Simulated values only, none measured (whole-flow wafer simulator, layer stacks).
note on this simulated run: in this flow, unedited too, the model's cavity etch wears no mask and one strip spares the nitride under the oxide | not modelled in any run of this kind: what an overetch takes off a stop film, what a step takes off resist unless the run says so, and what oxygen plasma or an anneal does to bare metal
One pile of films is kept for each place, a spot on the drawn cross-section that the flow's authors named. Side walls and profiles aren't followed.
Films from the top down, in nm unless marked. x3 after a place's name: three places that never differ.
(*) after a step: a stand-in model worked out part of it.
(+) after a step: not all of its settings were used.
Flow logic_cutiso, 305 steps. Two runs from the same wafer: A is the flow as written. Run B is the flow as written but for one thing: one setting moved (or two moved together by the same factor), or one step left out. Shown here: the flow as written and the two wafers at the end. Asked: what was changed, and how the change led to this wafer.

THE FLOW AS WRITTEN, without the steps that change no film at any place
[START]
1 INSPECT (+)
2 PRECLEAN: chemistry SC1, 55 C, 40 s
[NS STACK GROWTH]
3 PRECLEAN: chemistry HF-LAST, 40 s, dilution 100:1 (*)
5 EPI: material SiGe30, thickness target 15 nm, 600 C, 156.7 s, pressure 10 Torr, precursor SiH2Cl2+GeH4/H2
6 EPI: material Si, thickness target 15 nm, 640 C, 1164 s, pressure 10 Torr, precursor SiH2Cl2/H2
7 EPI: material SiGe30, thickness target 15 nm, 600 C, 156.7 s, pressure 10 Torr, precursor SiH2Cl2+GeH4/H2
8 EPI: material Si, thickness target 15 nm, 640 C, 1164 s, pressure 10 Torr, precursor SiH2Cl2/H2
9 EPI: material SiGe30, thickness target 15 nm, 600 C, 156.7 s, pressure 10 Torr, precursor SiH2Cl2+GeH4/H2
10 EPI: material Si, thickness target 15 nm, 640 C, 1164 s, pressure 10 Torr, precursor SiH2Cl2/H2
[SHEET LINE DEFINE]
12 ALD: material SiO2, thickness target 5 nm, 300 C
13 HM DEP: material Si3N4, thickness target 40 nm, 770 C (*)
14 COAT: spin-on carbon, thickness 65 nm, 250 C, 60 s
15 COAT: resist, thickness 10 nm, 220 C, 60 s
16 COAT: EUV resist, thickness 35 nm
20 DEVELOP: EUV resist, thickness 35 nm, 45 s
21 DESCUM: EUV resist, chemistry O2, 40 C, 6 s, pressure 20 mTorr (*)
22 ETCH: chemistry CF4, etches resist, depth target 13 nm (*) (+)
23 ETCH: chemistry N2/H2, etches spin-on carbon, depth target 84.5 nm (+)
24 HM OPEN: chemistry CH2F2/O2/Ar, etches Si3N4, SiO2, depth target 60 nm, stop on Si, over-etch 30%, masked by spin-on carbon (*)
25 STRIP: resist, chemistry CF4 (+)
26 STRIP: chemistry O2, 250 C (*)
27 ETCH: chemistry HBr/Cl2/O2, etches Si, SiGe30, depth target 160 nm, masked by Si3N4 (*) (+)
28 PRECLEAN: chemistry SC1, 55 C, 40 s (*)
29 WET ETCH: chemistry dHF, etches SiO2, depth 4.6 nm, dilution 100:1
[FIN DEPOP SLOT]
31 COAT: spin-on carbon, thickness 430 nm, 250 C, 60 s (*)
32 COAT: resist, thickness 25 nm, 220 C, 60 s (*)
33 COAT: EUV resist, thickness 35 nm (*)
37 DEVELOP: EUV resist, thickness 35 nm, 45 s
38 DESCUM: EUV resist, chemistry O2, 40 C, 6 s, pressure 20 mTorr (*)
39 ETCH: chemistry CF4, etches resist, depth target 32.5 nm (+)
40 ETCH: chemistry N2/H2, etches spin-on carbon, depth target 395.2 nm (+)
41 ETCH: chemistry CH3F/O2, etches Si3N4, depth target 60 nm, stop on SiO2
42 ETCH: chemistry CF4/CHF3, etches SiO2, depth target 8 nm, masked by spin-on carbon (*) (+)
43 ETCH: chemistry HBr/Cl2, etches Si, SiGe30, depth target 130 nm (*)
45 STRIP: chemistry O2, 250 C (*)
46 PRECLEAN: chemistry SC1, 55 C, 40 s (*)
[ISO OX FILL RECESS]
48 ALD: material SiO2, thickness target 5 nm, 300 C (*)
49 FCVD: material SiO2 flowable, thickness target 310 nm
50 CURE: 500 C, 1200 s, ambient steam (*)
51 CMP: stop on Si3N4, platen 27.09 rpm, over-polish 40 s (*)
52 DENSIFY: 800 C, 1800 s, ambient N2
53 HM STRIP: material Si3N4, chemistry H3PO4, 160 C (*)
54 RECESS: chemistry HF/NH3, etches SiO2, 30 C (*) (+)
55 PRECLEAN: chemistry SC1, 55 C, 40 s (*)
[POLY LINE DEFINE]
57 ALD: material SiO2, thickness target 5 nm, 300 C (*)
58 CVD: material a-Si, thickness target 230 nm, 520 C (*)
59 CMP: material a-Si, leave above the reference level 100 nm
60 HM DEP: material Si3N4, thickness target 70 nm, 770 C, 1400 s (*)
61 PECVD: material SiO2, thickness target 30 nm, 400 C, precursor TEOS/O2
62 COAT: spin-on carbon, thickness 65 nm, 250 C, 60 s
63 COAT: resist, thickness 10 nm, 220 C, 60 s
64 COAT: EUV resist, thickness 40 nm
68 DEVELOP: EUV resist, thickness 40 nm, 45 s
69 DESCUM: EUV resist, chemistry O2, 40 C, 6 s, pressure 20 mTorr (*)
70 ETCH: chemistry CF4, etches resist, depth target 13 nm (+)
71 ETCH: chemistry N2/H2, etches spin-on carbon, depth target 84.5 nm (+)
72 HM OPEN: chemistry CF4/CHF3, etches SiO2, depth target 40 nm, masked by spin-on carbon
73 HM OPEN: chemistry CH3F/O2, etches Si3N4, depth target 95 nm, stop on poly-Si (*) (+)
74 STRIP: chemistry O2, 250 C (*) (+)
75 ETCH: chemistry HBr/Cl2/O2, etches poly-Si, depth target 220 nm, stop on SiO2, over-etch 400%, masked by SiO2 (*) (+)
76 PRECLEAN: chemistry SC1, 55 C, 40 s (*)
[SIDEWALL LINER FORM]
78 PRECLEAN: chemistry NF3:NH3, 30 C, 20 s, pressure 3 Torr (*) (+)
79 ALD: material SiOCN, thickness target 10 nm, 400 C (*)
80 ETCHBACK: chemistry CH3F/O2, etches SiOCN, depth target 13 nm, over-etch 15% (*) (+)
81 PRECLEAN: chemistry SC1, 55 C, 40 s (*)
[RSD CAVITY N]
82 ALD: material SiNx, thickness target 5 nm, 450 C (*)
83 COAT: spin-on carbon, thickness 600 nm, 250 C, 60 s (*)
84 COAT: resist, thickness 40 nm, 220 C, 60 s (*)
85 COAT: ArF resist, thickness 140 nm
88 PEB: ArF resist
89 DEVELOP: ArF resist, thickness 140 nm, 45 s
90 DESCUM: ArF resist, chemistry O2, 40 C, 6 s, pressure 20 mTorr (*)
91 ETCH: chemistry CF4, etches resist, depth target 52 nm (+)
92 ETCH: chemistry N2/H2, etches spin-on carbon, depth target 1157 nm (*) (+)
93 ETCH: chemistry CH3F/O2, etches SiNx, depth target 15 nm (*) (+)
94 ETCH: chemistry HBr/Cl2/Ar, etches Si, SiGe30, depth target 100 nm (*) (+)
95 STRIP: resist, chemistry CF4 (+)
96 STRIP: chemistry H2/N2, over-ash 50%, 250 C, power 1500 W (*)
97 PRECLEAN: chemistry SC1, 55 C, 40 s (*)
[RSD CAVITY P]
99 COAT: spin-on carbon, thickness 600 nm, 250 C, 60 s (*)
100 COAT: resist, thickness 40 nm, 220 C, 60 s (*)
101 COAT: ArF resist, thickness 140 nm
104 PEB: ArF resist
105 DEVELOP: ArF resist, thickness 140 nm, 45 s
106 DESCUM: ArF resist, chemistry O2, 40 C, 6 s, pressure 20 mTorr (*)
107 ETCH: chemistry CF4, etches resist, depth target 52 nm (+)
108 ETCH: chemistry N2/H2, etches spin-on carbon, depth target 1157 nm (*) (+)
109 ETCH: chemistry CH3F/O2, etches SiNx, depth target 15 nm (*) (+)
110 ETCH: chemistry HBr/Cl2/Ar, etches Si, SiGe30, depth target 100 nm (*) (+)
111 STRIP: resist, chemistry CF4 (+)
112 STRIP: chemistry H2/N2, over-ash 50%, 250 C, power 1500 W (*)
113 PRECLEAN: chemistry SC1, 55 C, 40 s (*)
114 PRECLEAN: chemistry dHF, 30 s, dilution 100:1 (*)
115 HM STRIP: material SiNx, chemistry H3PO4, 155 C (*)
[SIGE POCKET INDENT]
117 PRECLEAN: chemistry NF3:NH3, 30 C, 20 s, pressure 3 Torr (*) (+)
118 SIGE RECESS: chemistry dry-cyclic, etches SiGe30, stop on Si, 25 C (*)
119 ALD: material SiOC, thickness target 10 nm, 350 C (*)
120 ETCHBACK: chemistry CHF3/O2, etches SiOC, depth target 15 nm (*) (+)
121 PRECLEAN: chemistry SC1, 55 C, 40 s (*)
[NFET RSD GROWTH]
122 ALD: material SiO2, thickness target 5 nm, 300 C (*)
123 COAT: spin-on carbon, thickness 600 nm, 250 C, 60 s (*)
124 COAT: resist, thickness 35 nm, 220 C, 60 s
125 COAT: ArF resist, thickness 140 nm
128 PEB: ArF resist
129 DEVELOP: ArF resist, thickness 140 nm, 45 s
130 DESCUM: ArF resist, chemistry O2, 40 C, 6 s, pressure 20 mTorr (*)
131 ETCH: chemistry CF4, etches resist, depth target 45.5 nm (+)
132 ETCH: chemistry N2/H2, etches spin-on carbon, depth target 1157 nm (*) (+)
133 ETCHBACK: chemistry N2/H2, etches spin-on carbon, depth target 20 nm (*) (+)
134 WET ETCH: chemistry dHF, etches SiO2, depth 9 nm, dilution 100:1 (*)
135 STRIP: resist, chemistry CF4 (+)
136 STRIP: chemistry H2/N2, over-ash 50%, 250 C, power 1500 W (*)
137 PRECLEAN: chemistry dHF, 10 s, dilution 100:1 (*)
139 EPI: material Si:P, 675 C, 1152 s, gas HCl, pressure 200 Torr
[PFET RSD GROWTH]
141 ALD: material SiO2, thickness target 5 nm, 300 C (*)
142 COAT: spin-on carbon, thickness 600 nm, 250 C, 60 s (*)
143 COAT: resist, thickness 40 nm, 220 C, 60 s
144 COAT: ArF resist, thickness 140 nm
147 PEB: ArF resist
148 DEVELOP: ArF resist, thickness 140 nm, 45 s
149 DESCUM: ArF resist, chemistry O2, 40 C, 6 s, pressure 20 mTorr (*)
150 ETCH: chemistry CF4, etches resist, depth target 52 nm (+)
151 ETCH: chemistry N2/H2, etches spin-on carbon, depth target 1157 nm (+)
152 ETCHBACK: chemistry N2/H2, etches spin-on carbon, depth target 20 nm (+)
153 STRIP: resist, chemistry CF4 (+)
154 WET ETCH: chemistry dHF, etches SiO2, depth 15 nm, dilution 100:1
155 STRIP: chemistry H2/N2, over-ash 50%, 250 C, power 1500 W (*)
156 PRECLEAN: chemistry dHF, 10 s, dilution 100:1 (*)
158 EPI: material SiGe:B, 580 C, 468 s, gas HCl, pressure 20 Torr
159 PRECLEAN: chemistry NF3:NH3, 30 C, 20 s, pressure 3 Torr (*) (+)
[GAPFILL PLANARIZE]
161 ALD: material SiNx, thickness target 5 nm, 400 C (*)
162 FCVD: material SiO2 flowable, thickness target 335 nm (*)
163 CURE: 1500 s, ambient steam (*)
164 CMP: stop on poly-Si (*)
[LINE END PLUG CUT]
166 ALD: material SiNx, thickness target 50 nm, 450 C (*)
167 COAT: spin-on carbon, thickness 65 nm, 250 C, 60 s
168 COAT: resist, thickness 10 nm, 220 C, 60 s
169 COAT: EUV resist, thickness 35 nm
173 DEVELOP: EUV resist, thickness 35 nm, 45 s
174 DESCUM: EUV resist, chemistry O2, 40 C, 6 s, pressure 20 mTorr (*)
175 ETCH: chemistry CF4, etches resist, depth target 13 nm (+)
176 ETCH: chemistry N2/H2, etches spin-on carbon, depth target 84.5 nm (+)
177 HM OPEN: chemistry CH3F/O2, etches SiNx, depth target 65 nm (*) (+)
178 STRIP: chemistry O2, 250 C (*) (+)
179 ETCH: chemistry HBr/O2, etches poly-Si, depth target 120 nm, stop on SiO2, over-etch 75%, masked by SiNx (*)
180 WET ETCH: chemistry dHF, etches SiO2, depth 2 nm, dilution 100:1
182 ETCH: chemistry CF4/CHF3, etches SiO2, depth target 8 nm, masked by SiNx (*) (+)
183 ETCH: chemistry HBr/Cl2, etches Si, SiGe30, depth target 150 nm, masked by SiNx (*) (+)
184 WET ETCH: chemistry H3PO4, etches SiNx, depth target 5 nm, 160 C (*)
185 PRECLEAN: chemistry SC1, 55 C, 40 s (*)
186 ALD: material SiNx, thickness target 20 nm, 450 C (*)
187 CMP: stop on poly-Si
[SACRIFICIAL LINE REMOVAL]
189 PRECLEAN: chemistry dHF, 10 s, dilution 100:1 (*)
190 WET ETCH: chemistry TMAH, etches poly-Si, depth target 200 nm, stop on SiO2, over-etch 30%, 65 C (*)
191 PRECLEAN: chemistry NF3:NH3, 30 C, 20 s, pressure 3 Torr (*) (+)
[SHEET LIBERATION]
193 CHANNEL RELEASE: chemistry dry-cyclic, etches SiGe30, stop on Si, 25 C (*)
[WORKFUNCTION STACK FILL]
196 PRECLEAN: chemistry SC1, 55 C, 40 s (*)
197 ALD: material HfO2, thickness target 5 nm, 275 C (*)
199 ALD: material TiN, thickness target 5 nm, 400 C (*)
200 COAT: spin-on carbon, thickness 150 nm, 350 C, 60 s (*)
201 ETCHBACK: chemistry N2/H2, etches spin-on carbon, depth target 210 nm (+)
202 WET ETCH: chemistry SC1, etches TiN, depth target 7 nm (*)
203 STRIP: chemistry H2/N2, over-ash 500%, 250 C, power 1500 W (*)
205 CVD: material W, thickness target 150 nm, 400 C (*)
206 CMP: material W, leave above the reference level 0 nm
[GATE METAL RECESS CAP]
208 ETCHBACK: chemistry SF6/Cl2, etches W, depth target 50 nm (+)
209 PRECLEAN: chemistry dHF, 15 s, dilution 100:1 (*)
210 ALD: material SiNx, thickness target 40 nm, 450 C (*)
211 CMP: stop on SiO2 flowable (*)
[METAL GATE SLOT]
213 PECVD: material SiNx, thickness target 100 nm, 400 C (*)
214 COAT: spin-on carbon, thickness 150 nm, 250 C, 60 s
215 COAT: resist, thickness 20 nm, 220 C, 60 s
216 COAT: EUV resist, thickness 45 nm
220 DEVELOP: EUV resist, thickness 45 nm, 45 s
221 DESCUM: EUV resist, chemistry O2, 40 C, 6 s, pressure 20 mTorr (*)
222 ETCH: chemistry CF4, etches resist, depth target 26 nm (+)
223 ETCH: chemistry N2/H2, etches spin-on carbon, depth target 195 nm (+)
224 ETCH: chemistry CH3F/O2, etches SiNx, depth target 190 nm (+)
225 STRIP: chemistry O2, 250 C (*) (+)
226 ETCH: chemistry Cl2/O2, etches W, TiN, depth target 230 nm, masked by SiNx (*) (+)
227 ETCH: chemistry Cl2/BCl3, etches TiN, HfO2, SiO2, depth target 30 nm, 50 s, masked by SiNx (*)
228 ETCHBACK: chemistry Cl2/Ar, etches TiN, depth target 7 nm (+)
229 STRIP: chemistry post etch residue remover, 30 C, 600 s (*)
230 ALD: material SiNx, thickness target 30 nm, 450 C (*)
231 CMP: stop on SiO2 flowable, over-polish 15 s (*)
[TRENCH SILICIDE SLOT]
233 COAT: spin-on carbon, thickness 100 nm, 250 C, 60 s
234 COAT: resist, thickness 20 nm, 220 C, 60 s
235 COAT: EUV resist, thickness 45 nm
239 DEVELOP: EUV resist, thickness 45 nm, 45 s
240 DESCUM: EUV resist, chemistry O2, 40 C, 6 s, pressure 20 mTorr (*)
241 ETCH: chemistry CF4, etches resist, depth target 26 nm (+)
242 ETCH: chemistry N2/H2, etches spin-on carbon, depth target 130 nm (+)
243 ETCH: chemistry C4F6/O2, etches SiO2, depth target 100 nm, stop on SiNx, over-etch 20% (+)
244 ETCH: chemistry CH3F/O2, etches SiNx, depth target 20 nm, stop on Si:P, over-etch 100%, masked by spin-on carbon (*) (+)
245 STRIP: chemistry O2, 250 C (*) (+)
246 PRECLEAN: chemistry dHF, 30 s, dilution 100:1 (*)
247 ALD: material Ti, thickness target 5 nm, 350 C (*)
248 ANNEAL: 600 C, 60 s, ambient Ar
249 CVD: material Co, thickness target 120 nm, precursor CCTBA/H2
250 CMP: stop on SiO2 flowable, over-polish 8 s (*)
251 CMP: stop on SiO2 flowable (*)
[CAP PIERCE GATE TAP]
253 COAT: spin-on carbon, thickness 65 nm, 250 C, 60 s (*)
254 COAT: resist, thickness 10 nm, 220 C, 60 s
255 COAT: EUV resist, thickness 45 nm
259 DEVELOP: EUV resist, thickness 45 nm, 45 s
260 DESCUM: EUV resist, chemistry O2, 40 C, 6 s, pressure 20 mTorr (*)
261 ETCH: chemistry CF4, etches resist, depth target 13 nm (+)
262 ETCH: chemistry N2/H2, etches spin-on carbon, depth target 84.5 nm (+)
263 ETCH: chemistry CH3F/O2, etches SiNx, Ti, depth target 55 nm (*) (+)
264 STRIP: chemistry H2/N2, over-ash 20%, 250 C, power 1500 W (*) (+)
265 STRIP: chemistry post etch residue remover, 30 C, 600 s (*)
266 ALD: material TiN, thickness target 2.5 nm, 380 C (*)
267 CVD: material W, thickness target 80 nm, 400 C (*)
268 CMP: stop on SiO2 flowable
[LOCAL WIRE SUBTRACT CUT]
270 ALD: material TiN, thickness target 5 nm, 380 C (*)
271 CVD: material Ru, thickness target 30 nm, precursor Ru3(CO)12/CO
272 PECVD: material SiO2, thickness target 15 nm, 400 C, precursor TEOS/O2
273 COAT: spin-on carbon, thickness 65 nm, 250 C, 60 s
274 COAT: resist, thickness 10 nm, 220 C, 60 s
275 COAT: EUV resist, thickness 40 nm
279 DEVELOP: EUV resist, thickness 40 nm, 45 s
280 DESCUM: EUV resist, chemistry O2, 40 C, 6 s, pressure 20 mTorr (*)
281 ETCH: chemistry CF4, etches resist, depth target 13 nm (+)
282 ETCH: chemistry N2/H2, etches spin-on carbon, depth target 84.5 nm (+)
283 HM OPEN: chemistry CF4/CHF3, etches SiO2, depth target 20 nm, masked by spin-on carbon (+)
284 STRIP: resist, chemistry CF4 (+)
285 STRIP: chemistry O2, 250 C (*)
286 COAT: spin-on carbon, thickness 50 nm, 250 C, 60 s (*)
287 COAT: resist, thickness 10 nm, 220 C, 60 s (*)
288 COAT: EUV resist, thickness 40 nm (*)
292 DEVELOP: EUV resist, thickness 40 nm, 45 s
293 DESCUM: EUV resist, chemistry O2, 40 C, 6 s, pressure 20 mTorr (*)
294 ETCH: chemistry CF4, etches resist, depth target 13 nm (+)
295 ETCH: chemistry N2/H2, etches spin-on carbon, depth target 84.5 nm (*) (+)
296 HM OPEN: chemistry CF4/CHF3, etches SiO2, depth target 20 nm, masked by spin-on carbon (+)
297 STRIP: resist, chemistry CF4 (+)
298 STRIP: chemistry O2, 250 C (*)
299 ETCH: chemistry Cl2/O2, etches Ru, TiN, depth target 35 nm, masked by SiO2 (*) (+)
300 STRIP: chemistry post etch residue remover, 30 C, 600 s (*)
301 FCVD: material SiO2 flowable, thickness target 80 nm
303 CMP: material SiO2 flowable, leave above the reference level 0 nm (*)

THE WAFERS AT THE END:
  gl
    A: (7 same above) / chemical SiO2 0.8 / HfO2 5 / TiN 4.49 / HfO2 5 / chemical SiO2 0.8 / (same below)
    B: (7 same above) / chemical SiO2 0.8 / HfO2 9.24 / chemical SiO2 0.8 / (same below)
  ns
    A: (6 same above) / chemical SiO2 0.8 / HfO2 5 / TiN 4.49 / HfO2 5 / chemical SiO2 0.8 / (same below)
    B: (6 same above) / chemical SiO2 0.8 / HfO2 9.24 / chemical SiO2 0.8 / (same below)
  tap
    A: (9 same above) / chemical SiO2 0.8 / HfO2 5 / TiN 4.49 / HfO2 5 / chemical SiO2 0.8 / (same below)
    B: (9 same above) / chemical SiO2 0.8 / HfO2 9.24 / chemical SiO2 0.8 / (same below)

The cause: step 9, EPI: 101.9 s was run, where the flow has 156.7 s.

How the change led to this, step by step:
  9 EPI: material SiGe30, thickness target 15 nm, 600 C, 156.7 s, pressure 10 Torr, precursor SiH2Cl2+GeH4/H2
      depop, dpovl, gfld and 19 more: A SiGe30 +15 (new film) | B SiGe30 +9.76 (new film)
  27 ETCH: chemistry HBr/Cl2/O2, etches Si, SiGe30, depth target 160 nm, masked by Si3N4 (*) (+)
      gfld, gxf, iso, lnri: A chemical SiO2 -0.79 (all of it), Si -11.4 (all of it), SiGe30 -15 (all of it), Si -15 (all of it), SiGe30 -15 (all of it), Si -15 (all of it), SiGe30 -15 (all of it), Si -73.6 | B chemical SiO2 -0.79 (all of it), Si -11.4 (all of it), SiGe30 -9.76 (all of it), Si -15 (all of it), SiGe30 -15 (all of it), Si -15 (all of it), SiGe30 -15 (all of it), Si -78.9
      dpovl, nsgap: A chemical SiO2 -0.79 (all of it), Si -11.8 (all of it), SiGe30 -15 (all of it), Si -15 (all of it), SiGe30 -15 (all of it), Si -15 (all of it), SiGe30 -15 (all of it), Si -73.2 | B chemical SiO2 -0.79 (all of it), Si -11.8 (all of it), SiGe30 -9.76 (all of it), Si -15 (all of it), SiGe30 -15 (all of it), Si -15 (all of it), SiGe30 -15 (all of it), Si -78.5
      (and at 1 more place)
  43 ETCH: chemistry HBr/Cl2, etches Si, SiGe30, depth target 130 nm (*)
      depop: A Si -14 (all of it), SiGe30 -15 (all of it), Si -15 (all of it), SiGe30 -15 (all of it), Si -15 (all of it), SiGe30 -15 (all of it), Si -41 | B Si -14 (all of it), SiGe30 -9.76 (all of it), Si -15 (all of it), SiGe30 -15 (all of it), Si -15 (all of it), SiGe30 -15 (all of it), Si -46.2
  94 ETCH: chemistry HBr/Cl2/Ar, etches Si, SiGe30, depth target 100 nm (*) (+)
      rsdn, rsdx: A chemical SiO2 -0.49 (all of it), Si -12.8 (all of it), SiGe30 -15 (all of it), Si -15 (all of it), SiGe30 -15 (all of it), Si -15 (all of it), SiGe30 -15 (all of it), Si -12.2 | B chemical SiO2 -0.49 (all of it), Si -12.8 (all of it), SiGe30 -9.76 (all of it), Si -15 (all of it), SiGe30 -15 (all of it), Si -15 (all of it), SiGe30 -15 (all of it), Si -17.4
  110 ETCH: chemistry HBr/Cl2/Ar, etches Si, SiGe30, depth target 100 nm (*) (+)
      rsdp, rsdw: A chemical SiO2 -0.49 (all of it), Si -12.8 (all of it), SiGe30 -15 (all of it), Si -15 (all of it), SiGe30 -15 (all of it), Si -15 (all of it), SiGe30 -15 (all of it), Si -12.2 | B chemical SiO2 -0.49 (all of it), Si -12.8 (all of it), SiGe30 -9.76 (all of it), Si -15 (all of it), SiGe30 -15 (all of it), Si -15 (all of it), SiGe30 -15 (all of it), Si -17.4
  118 SIGE RECESS: chemistry dry-cyclic, etches SiGe30, stop on Si, 25 C (*)
      lnr, lnrp, lnrt: A SiOCN -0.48, Si -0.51, cavity +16 (new film), SiGe30 -15 (all of it), Si -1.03, cavity +16 (new film), SiGe30 -15 (all of it), Si -1.03, cavity +16 (new film), SiGe30 -15 (all of it), Si -0.51 | B SiOCN -0.48, Si -0.51, cavity +10.8 (new film), SiGe30 -9.76 (all of it), Si -1.03, cavity +16 (new film), SiGe30 -15 (all of it), Si -1.03, cavity +16 (new film), SiGe30 -15 (all of it), Si -0.51
  119 ALD: material SiOC, thickness target 10 nm, 350 C (*)
      lnr, lnrp, lnrt: A SiOC +10 (new film), SiOC +16 (new film), cavity -16 (all of it), SiOC +16 (new film), cavity -16 (all of it), SiOC +16 (new film), cavity -16 (all of it) | B SiOC +10 (new film), SiOC +10.8 (new film), cavity -10.8 (all of it), SiOC +16 (new film), cavity -16 (all of it), SiOC +16 (new film), cavity -16 (all of it)
  183 ETCH: chemistry HBr/Cl2, etches Si, SiGe30, depth target 150 nm, masked by SiNx (*) (+)
      plug: A Si -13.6 (all of it), SiGe30 -15 (all of it), Si -15 (all of it), SiGe30 -15 (all of it), Si -15 (all of it), SiGe30 -15 (all of it), Si -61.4 | B Si -13.6 (all of it), SiGe30 -9.76 (all of it), Si -15 (all of it), SiGe30 -15 (all of it), Si -15 (all of it), SiGe30 -15 (all of it), Si -66.7
  193 CHANNEL RELEASE: chemistry dry-cyclic, etches SiGe30, stop on Si, 25 C (*)
      gl, glp, gxn, gxp, ns, tap: A chemical SiO2 +0.8 (new film), Si -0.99, chemical SiO2 +0.8 (new film), cavity +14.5 (new film), chemical SiO2 +0.8 (new film), SiGe30 -15 (all of it), Si -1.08, chemical SiO2 +0.8 (new film), cavity +14.5 (new film), chemical SiO2 +0.8 (new film), SiGe30 -15 (all of it), Si -1.08, chemical SiO2 +0.8 (new film), cavity +14.5 (new film), chemical SiO2 +0.8 (new film), SiGe30 -15 (all of it), Si -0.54 | B chemical SiO2 +0.8 (new film), Si -0.99, chemical SiO2 +0.8 (new film), cavity +9.24 (new film), chemical SiO2 +0.8 (new film), SiGe30 -9.76 (all of it), Si -1.08, chemical SiO2 +0.8 (new film), cavity +14.5 (new film), chemical SiO2 +0.8 (new film), SiGe30 -15 (all of it), Si -1.08, chemical SiO2 +0.8 (new film), cavity +14.5 (new film), chemical SiO2 +0.8 (new film), SiGe30 -15 (all of it), Si -0.54
  197 ALD: material HfO2, thickness target 5 nm, 275 C (*)
      gl, glp, gxn, gxp, ns, tap: A HfO2 +5 (new film), HfO2 +5 (new film), cavity -10, HfO2 +5 (new film), HfO2 +5 (new film), cavity -10, HfO2 +5 (new film), HfO2 +5 (new film), cavity -10, HfO2 +5 (new film) | B HfO2 +5 (new film), HfO2 +9.24 (new film), cavity -9.24 (all of it), HfO2 +5 (new film), cavity -10, HfO2 +5 (new film), HfO2 +5 (new film), cavity -10, HfO2 +5 (new film)
  199 ALD: material TiN, thickness target 5 nm, 400 C (*)
      gl, glp, tap: A TiN +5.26 (new film), TiN +4.49 (new film), cavity -4.49 (all of it), TiN +4.49 (new film), cavity -4.49 (all of it), TiN +4.49 (new film), cavity -4.49 (all of it) | B TiN +5.26 (new film), TiN +4.49 (new film), cavity -4.49 (all of it), TiN +4.49 (new film), cavity -4.49 (all of it)
      gxn, gxp, ns: A TiN +5 (new film), TiN +4.49 (new film), cavity -4.49 (all of it), TiN +4.49 (new film), cavity -4.49 (all of it), TiN +4.49 (new film), cavity -4.49 (all of it) | B TiN +5 (new film), TiN +4.49 (new film), cavity -4.49 (all of it), TiN +4.49 (new film), cavity -4.49 (all of it)
Counting metal films that touch as one body, gl has 3 bodies (between them, from the top down: HfO2 5 / chemical SiO2 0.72 / Si 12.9 / chemical SiO2 0.8 / HfO2 9.24 / chemical SiO2 0.8 / Si 13.9 / chemical SiO2 0.8 / HfO2 5; HfO2 5 / chemical SiO2 0.8 / Si 13.9 / chemical SiO2 0.8 / HfO2 5); the flow as written gives 4 bodies (between them, from the top down: HfO2 5 / chemical SiO2 0.72 / Si 12.9 / chemical SiO2 0.8 / HfO2 5; HfO2 5 / chemical SiO2 0.8 / Si 13.9 / chemical SiO2 0.8 / HfO2 5; HfO2 5 / chemical SiO2 0.8 / Si 13.9 / chemical SiO2 0.8 / HfO2 5).
Counting metal films that touch as one body, ns has 3 bodies (between them, from the top down: HfO2 5 / chemical SiO2 0.72 / Si 12.9 / chemical SiO2 0.8 / HfO2 9.24 / chemical SiO2 0.8 / Si 13.9 / chemical SiO2 0.8 / HfO2 5; HfO2 5 / chemical SiO2 0.8 / Si 13.9 / chemical SiO2 0.8 / HfO2 5); the flow as written gives 4 bodies (between them, from the top down: HfO2 5 / chemical SiO2 0.72 / Si 12.9 / chemical SiO2 0.8 / HfO2 5; HfO2 5 / chemical SiO2 0.8 / Si 13.9 / chemical SiO2 0.8 / HfO2 5; HfO2 5 / chemical SiO2 0.8 / Si 13.9 / chemical SiO2 0.8 / HfO2 5).
Counting metal films that touch as one body, tap has 3 bodies (between them, from the top down: HfO2 5 / chemical SiO2 0.72 / Si 12.9 / chemical SiO2 0.8 / HfO2 9.24 / chemical SiO2 0.8 / Si 13.9 / chemical SiO2 0.8 / HfO2 5; HfO2 5 / chemical SiO2 0.8 / Si 13.9 / chemical SiO2 0.8 / HfO2 5); the flow as written gives 4 bodies (between them, from the top down: HfO2 5 / chemical SiO2 0.72 / Si 12.9 / chemical SiO2 0.8 / HfO2 5; HfO2 5 / chemical SiO2 0.8 / Si 13.9 / chemical SiO2 0.8 / HfO2 5; HfO2 5 / chemical SiO2 0.8 / Si 13.9 / chemical SiO2 0.8 / HfO2 5).
